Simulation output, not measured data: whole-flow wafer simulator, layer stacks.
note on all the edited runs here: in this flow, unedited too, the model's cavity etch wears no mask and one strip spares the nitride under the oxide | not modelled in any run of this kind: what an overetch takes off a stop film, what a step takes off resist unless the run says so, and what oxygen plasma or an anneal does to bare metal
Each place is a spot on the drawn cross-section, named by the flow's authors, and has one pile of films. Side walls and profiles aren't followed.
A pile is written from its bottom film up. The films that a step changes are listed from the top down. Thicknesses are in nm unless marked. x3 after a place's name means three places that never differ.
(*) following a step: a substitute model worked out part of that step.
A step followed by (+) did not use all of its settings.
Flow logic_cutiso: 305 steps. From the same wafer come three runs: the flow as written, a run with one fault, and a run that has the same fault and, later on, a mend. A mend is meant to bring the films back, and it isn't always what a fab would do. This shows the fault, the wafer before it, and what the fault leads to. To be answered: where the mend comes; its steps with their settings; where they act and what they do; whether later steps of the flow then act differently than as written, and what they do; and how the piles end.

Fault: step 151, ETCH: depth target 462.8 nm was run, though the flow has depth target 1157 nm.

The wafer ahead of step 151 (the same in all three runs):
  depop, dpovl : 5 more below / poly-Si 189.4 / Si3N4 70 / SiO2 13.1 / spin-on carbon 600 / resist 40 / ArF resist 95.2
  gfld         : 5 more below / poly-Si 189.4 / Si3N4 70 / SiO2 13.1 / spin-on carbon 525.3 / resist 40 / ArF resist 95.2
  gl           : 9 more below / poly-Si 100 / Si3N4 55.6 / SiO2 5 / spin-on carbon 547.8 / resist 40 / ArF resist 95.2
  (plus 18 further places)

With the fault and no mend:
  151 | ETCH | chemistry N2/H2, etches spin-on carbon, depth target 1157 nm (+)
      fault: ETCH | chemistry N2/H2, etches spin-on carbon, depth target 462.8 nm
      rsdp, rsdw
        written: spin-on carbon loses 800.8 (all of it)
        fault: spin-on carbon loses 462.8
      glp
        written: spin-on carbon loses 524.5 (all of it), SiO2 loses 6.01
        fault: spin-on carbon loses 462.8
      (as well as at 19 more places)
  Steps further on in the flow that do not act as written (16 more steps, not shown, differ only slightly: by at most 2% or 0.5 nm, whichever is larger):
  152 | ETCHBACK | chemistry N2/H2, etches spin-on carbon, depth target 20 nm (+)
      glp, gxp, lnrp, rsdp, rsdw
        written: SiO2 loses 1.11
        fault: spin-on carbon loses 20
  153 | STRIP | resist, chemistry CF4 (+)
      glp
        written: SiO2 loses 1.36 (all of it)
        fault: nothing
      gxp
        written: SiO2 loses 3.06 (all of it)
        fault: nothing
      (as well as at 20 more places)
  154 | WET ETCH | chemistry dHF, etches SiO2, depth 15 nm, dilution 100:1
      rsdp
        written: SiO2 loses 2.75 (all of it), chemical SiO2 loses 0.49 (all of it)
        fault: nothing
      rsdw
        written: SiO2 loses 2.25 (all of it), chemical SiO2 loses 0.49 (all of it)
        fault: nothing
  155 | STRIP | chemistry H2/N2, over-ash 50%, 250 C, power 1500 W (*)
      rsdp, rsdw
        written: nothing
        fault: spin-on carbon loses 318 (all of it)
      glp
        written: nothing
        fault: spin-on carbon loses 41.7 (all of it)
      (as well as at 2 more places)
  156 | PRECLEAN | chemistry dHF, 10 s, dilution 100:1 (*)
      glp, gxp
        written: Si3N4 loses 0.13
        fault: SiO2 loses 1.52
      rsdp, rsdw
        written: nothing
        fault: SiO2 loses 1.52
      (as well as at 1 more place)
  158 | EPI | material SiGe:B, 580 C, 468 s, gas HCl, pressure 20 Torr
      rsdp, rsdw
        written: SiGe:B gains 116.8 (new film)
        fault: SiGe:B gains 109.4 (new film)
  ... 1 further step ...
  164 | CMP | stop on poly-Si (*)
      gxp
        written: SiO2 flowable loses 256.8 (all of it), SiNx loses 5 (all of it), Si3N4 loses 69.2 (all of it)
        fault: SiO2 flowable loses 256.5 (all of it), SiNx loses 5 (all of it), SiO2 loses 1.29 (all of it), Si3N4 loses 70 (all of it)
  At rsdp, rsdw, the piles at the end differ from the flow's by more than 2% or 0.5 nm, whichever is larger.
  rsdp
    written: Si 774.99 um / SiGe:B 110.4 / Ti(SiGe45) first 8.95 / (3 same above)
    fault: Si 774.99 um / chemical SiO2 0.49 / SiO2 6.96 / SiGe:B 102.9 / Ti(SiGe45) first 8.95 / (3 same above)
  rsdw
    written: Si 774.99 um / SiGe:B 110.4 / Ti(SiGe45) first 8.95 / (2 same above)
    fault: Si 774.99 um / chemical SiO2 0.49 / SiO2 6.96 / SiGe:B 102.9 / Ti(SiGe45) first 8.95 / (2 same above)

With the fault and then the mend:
  The mend stands after step 151.
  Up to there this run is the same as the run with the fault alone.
  151a | ETCH | chemistry N2/H2, etches spin-on carbon, depth target 694.2 nm (+) (a further turn of the flow's step 151, with different settings)
      depop, dpovl, gfld and 14 more
        resist loses 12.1
      rsdp, rsdw
        spin-on carbon loses 338 (all of it)
      glp
        spin-on carbon loses 61.7 (all of it), SiO2 loses 6.01
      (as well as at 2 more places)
  Every later step of the flow that is run acts as written at every place that is followed.
  By the end, the piles equal the flow's at every place that both follow.
